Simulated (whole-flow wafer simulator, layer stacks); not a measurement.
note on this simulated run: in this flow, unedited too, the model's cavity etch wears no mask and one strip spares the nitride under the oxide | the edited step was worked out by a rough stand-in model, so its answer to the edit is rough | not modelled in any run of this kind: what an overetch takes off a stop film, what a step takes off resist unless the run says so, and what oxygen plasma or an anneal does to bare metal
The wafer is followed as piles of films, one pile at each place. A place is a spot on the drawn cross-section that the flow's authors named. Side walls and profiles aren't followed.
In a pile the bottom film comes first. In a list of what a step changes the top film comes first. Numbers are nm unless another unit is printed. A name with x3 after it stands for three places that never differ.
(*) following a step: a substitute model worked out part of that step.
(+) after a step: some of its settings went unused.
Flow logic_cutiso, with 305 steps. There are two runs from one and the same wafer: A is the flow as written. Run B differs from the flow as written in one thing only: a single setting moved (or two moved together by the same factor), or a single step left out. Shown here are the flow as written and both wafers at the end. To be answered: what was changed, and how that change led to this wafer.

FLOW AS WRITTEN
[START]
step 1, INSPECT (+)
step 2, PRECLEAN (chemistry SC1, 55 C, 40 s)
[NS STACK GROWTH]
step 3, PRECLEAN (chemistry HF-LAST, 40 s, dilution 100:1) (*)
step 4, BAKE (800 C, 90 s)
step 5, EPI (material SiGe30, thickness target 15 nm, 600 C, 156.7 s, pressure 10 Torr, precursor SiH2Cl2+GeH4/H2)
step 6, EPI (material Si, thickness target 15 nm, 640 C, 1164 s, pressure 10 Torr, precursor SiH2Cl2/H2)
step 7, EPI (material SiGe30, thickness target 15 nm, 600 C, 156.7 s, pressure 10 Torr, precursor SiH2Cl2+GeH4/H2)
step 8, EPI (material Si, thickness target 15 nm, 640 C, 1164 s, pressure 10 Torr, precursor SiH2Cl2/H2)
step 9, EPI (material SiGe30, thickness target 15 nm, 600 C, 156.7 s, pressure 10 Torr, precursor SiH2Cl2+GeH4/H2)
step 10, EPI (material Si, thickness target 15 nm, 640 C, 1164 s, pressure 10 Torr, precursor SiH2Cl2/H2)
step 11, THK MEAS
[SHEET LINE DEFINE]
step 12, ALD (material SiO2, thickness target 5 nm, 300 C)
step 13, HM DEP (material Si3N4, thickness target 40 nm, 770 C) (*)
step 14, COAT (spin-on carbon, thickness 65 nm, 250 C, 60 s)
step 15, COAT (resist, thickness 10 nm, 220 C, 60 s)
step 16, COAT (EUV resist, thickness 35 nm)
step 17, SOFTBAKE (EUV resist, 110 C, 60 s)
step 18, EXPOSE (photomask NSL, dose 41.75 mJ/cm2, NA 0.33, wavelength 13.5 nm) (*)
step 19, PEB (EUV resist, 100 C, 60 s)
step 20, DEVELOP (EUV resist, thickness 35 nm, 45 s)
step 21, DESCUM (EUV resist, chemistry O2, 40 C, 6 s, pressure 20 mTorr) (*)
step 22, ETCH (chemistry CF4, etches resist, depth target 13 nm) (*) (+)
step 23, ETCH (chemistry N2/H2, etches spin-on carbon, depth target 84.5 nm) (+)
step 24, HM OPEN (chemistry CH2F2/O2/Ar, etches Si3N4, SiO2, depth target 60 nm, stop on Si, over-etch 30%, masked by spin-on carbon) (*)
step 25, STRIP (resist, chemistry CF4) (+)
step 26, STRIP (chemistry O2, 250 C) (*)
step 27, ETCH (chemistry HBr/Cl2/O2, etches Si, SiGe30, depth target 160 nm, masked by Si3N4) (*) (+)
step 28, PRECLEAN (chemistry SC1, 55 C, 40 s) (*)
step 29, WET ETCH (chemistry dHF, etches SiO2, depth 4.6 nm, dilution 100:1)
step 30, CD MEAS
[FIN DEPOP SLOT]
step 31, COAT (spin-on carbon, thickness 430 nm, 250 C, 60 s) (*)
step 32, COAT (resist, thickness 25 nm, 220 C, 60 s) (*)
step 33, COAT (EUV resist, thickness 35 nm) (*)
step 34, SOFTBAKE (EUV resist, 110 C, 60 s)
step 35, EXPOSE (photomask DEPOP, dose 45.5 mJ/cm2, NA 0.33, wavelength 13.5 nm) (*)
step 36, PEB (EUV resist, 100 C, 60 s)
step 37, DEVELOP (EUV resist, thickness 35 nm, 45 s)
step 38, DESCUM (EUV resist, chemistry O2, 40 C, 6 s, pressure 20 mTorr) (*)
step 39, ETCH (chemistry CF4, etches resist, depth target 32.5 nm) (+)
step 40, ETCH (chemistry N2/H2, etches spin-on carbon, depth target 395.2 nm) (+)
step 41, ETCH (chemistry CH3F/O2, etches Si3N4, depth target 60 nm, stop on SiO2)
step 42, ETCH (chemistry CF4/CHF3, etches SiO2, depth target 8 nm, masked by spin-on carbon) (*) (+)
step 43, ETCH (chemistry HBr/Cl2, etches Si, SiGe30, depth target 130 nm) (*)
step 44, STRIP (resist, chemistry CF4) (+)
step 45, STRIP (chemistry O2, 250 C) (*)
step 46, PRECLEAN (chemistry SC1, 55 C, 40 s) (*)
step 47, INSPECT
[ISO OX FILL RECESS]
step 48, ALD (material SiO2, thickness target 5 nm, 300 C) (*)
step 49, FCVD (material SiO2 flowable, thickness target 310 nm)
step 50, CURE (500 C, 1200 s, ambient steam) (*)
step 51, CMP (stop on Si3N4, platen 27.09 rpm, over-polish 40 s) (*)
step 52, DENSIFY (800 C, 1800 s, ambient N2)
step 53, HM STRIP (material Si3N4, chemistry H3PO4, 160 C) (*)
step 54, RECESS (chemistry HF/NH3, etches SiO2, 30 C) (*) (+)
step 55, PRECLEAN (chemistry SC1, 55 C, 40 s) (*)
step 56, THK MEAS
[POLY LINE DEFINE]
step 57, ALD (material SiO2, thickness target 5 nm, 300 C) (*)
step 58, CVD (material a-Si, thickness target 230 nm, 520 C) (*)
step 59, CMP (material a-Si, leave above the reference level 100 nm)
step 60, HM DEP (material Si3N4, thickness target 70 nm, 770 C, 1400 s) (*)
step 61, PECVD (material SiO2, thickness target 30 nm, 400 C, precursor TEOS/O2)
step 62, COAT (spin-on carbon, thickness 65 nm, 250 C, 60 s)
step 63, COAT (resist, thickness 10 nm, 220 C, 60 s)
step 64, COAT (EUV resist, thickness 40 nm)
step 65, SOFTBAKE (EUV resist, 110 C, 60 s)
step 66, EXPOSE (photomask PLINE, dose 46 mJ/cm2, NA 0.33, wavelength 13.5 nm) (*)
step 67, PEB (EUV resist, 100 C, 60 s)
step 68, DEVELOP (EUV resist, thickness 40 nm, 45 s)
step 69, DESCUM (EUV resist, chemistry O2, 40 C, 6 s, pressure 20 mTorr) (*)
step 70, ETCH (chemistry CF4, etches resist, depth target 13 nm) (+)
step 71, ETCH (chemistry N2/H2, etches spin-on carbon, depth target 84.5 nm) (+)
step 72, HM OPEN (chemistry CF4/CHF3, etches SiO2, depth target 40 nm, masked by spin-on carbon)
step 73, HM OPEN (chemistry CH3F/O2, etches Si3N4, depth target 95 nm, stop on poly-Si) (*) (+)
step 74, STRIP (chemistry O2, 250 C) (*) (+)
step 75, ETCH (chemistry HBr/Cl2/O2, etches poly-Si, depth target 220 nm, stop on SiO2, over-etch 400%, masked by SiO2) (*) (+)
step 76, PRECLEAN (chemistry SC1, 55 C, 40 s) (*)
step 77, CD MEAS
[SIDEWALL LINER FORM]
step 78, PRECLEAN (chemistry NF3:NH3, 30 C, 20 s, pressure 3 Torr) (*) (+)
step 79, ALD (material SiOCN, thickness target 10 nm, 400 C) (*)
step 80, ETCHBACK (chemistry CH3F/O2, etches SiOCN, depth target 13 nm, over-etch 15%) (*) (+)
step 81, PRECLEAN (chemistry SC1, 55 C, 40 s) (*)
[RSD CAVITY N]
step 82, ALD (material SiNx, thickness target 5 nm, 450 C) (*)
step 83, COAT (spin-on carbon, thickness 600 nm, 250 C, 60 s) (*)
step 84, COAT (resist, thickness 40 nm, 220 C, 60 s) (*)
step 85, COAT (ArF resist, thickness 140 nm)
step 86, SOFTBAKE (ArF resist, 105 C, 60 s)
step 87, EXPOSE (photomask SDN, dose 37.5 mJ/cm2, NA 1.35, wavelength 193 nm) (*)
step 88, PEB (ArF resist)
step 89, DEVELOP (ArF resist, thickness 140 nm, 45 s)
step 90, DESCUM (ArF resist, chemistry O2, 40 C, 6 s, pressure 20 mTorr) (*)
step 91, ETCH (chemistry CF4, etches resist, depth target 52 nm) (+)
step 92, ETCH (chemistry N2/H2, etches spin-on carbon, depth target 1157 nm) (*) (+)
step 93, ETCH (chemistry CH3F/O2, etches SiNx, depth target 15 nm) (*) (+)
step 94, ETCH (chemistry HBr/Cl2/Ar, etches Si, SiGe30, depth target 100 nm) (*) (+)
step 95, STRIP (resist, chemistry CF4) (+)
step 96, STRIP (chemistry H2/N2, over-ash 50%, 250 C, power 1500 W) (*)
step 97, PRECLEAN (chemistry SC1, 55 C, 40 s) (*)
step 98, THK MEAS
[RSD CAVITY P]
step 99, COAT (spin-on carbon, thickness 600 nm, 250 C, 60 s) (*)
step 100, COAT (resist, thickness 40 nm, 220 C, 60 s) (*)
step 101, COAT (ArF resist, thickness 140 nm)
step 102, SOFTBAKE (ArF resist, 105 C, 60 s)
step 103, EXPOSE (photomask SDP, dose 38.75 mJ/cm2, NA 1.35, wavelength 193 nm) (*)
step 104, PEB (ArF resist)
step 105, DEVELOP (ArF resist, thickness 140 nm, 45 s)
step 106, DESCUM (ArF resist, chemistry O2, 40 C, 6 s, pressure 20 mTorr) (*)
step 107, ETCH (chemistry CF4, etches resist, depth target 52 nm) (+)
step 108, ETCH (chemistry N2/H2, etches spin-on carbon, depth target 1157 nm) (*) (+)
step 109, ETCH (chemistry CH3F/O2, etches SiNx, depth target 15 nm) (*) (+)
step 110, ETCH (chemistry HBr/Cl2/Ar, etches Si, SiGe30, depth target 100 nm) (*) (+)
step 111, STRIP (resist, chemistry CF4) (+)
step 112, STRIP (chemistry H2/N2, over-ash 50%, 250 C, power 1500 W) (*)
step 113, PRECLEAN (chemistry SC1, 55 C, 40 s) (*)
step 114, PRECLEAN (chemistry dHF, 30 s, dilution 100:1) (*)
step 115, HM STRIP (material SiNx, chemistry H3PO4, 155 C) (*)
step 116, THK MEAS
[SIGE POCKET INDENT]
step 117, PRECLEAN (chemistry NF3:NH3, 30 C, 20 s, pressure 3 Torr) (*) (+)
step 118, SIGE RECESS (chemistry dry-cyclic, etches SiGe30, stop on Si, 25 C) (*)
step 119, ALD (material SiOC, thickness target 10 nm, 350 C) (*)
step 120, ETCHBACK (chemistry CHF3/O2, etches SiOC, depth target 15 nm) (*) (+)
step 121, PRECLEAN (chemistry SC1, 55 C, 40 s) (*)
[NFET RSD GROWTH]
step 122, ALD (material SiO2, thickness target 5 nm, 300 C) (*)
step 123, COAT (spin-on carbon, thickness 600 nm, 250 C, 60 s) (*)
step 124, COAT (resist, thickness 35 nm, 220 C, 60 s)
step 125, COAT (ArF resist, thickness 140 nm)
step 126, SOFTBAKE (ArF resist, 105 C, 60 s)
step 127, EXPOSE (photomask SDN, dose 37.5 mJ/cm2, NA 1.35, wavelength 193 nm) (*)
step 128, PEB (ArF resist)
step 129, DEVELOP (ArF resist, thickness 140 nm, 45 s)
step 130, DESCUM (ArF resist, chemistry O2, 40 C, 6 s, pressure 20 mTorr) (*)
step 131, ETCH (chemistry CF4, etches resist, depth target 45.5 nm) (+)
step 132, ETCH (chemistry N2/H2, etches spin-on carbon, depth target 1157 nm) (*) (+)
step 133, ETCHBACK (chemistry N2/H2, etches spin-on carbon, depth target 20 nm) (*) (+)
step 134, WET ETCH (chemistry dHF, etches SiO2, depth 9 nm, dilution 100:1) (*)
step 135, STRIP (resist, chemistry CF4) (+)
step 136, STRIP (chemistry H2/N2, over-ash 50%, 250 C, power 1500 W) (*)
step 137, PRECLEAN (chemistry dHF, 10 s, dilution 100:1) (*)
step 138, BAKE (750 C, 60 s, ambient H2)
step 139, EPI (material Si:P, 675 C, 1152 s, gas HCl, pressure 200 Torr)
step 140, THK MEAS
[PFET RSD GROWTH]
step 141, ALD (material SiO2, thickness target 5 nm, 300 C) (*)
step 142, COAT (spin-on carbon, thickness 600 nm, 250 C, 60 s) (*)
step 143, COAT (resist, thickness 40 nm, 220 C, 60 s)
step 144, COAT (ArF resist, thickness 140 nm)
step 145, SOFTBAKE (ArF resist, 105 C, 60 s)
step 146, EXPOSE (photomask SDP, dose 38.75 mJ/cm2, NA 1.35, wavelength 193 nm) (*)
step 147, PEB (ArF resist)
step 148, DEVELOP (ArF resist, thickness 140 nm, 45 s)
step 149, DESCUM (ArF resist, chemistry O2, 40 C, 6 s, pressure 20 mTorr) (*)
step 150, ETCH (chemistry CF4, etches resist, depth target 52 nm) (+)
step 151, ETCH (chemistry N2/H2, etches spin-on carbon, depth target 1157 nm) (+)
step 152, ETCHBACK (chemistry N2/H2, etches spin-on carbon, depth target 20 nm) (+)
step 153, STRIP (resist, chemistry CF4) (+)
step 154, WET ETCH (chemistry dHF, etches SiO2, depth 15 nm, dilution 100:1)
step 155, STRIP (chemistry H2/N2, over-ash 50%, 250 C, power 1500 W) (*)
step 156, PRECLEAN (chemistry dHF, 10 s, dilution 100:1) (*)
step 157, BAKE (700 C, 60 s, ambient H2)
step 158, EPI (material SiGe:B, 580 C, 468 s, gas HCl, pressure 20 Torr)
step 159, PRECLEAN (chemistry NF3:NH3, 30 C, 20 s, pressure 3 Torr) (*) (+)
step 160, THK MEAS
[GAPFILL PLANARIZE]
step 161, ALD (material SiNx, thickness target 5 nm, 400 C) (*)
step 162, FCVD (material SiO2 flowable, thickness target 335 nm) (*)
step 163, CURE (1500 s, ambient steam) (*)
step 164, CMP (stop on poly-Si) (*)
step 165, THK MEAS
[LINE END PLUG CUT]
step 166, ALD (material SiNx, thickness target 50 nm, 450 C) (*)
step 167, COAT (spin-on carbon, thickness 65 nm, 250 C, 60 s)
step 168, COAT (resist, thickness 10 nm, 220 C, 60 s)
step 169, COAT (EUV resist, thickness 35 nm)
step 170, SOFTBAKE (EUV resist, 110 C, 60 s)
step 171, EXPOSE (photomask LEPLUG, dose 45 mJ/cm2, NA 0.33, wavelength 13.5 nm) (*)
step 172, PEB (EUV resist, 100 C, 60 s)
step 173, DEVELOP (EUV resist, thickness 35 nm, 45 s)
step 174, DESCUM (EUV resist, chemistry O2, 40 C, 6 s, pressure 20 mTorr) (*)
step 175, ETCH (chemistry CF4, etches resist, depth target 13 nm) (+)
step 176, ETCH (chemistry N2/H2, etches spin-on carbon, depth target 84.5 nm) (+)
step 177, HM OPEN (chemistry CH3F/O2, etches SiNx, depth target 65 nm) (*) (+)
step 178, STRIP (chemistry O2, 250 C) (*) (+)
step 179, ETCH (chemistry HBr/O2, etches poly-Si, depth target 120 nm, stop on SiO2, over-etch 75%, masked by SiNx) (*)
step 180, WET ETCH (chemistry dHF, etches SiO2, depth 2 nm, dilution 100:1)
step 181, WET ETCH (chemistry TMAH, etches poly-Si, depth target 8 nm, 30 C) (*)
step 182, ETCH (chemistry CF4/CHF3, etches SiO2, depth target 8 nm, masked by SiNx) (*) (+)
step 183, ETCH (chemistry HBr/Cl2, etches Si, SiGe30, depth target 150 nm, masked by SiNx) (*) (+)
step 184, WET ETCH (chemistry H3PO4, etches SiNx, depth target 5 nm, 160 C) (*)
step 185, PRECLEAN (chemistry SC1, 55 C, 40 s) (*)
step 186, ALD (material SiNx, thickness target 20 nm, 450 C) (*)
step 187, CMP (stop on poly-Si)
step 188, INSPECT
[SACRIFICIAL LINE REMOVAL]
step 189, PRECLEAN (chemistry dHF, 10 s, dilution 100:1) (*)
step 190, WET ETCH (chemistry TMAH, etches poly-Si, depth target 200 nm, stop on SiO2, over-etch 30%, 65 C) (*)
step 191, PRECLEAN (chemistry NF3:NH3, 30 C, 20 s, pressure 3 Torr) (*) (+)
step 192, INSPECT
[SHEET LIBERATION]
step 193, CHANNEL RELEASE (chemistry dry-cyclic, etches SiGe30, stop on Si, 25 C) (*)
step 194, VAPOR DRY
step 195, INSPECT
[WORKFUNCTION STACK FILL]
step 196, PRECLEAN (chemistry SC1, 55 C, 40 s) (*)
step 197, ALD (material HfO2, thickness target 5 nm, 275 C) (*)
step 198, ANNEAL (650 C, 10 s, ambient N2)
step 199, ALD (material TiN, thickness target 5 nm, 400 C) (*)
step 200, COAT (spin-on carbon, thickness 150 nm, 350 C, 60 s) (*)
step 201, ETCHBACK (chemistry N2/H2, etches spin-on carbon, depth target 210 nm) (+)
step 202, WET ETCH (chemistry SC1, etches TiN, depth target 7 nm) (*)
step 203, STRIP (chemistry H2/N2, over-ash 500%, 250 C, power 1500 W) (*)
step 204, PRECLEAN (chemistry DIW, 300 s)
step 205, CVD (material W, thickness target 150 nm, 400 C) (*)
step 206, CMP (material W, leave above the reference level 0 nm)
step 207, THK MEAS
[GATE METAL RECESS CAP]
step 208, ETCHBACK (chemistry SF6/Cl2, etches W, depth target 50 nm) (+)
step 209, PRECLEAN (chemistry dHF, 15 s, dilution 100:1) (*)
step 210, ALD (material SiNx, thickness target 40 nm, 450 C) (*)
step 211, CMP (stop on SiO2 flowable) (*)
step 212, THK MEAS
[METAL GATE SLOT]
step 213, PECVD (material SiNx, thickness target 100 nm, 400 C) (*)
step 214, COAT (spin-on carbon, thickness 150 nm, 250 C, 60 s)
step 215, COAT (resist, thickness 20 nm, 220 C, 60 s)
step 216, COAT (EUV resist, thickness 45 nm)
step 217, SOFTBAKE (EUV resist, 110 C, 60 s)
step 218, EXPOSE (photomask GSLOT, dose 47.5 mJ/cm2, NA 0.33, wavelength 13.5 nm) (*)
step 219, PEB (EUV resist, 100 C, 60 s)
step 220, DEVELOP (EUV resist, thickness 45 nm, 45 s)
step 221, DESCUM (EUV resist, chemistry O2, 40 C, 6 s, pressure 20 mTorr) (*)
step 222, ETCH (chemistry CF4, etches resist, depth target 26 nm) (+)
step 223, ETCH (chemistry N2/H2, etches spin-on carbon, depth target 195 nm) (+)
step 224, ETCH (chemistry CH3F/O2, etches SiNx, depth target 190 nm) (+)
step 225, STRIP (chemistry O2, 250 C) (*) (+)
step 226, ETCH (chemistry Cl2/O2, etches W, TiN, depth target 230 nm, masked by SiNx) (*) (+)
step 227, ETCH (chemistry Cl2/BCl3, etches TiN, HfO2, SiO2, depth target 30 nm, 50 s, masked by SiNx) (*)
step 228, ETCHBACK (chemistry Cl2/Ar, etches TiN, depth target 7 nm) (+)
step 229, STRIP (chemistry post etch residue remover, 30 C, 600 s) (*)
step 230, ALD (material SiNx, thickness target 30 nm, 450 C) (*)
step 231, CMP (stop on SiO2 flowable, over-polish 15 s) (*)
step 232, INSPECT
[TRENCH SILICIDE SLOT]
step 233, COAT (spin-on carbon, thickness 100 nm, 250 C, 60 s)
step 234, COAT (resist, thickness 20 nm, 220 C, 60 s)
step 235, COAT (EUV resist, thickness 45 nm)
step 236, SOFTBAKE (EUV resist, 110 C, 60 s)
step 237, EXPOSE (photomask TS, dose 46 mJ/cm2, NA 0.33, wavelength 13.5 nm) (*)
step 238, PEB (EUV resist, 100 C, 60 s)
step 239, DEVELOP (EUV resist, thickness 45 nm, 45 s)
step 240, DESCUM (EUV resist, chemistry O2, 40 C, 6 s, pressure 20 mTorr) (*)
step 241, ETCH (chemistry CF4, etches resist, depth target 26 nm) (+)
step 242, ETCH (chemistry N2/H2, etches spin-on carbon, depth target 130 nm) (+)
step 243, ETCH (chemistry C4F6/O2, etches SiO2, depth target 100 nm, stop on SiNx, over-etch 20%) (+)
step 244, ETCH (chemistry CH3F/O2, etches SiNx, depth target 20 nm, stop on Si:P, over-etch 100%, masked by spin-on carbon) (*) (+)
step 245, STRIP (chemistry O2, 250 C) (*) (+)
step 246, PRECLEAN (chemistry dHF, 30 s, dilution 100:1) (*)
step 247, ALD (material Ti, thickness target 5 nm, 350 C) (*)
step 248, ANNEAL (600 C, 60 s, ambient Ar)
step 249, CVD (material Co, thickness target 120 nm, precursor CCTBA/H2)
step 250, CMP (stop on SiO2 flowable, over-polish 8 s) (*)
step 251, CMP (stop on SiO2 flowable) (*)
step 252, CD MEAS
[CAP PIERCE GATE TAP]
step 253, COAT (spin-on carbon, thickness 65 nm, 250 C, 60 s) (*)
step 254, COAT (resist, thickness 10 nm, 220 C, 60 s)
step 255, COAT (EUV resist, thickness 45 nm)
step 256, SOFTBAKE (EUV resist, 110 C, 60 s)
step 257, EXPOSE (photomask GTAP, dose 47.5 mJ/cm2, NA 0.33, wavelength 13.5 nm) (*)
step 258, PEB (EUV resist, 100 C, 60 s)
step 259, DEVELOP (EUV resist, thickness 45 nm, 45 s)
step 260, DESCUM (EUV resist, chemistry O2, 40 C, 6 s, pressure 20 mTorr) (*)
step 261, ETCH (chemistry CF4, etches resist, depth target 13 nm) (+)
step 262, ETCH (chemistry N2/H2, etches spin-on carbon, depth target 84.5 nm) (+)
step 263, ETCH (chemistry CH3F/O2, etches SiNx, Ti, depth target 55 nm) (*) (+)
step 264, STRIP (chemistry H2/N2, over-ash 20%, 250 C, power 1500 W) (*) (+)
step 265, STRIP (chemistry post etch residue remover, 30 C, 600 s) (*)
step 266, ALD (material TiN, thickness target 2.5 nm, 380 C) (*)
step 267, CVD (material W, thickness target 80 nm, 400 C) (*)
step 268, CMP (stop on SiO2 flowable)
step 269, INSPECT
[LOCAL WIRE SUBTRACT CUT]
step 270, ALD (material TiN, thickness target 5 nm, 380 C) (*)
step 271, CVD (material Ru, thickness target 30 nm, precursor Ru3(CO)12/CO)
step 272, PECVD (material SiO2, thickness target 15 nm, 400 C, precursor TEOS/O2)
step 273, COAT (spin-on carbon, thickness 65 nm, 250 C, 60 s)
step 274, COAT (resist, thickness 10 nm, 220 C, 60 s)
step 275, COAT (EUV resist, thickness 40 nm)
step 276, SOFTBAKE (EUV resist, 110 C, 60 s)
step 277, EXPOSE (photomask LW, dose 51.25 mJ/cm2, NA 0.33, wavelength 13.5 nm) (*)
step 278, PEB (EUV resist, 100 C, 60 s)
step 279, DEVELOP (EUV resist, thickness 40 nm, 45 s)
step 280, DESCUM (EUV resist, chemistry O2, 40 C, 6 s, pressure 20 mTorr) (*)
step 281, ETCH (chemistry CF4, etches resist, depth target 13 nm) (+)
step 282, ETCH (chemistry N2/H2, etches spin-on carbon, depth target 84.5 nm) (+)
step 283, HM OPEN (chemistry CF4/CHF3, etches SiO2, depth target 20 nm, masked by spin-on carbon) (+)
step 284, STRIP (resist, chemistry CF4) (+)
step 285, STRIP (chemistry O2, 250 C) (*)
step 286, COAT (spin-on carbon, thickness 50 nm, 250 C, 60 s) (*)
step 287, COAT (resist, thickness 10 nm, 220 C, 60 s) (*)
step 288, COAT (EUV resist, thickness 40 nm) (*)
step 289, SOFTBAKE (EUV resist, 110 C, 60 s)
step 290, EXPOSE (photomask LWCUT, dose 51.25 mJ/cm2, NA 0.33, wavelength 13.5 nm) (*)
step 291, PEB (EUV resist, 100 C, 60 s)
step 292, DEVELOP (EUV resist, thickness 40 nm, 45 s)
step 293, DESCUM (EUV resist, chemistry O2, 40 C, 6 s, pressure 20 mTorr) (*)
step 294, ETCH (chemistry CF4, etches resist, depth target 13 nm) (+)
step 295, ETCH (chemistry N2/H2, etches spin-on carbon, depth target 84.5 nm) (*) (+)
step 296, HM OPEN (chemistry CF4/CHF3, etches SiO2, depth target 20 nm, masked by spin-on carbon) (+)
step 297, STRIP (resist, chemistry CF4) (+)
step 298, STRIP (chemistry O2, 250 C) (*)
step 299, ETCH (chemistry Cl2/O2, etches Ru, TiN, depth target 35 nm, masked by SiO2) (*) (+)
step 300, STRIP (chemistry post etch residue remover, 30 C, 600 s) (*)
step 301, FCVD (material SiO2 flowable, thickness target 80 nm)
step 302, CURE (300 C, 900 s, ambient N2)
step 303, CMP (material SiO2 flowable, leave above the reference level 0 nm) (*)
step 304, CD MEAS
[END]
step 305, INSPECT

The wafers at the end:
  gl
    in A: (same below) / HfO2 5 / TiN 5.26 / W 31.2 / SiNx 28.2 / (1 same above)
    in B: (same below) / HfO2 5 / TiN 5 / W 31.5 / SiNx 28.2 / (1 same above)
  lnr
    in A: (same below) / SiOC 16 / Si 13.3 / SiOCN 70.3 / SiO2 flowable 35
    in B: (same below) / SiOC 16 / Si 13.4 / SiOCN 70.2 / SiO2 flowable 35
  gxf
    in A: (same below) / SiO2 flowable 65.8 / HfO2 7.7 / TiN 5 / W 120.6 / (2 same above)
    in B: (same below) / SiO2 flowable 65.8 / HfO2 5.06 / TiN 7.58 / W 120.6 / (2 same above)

What caused this: step 75, ETCH: over-etch 280% was run, though the flow has over-etch 400%.

The path from the change to this, step by step:
  step 75, ETCH (chemistry HBr/Cl2/O2, etches poly-Si, depth target 220 nm, stop on SiO2, over-etch 400%, masked by SiO2) (*) (+)
      lnr, lnrp, lnrt, rsdn, rsdp, rsdw, rsdx: A chemical SiO2 loses 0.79 (all of it), poly-Si loses 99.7 (all of it), SiO2 loses 5 (all of it) | B chemical SiO2 loses 0.79 (all of it), poly-Si loses 99.7 (all of it), SiO2 loses 3.68
      depop, dpovl, gfld and 10 more: A SiO2 loses 9.58 | B SiO2 loses 8.44
      (also at 2 further places)
  step 78, PRECLEAN (chemistry NF3:NH3, 30 C, 20 s, pressure 3 Torr) (*) (+)
      lnr, lnrp, lnrt, rsdn, rsdp, rsdw, rsdx: A chemical SiO2 loses 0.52 (all of it) | B SiO2 loses 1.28 (all of it), chemical SiO2 loses 0.49 (all of it)
      iso, lnri: A SiO2 loses 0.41 (all of it), SiO2 flowable loses 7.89 | B SiO2 loses 1.73 (all of it), SiO2 flowable loses 6.37
  step 120, ETCHBACK (chemistry CHF3/O2, etches SiOC, depth target 15 nm) (*) (+)
      gl, tap: A SiOC loses 10 (all of it), SiO2 loses 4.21 (all of it), Si3N4 loses 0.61 | B SiOC loses 10 (all of it), SiO2 loses 5
      glp: A SiOC loses 10 (all of it), SiO2 loses 4.25 (all of it), Si3N4 loses 0.58 | B SiOC loses 10 (all of it), SiO2 loses 5
      (also at 2 further places)
  step 122, ALD (material SiO2, thickness target 5 nm, 300 C) (*)
      gl, glp, tap: A SiO2 gains 5 (new film) | B SiO2 gains 5
      gxn: A SiO2 gains 6.76 (new film) | B SiO2 gains 6.89
      (also at 1 further place)
  step 133, ETCHBACK (chemistry N2/H2, etches spin-on carbon, depth target 20 nm) (*) (+)
      gxn: A SiO2 loses 0.7 (all of it), Si3N4 loses 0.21 | B SiO2 loses 1.11
  step 134, WET ETCH (chemistry dHF, etches SiO2, depth 9 nm, dilution 100:1) (*)
      gxn: A Si3N4 loses 0.34 | B SiO2 loses 0.99 (all of it), Si3N4 loses 0.23
  step 141, ALD (material SiO2, thickness target 5 nm, 300 C) (*)
      gxn: A SiO2 gains 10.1 (new film) | B SiO2 gains 10.9 (new film)
  step 153, STRIP (resist, chemistry CF4) (+)
      gxp: A SiO2 loses 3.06 (all of it) | B SiO2 loses 4.47 (all of it)
  step 161, ALD (material SiNx, thickness target 5 nm, 400 C) (*)
      gxp: A SiNx gains 5 (new film) | B SiNx gains 5.65 (new film)
  step 164, CMP (stop on poly-Si) (*)
      depop, dpovl, isow, ns, nsgap: A SiO2 flowable loses 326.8 (all of it), SiNx loses 5 (all of it), SiO2 loses 4.13 (all of it), Si3N4 loses 70 (all of it) | B SiO2 flowable loses 326.8 (all of it), SiNx loses 5 (all of it), SiO2 loses 5.26 (all of it), Si3N4 loses 70 (all of it)
      gxf, plug: A SiO2 flowable loses 251.9 (all of it), SiNx loses 5 (all of it), SiO2 loses 4.13 (all of it), Si3N4 loses 70 (all of it) | B SiO2 flowable loses 251.8 (all of it), SiNx loses 5 (all of it), SiO2 loses 5.26 (all of it), Si3N4 loses 70 (all of it)
      (also at 3 further places)
  step 197, ALD (material HfO2, thickness target 5 nm, 275 C) (*)
      gxf: A HfO2 gains 7.7 (new film) | B HfO2 gains 5.06 (new film)
  step 199, ALD (material TiN, thickness target 5 nm, 400 C) (*)
      gxf: A TiN gains 5 (new film) | B TiN gains 7.58 (new film)
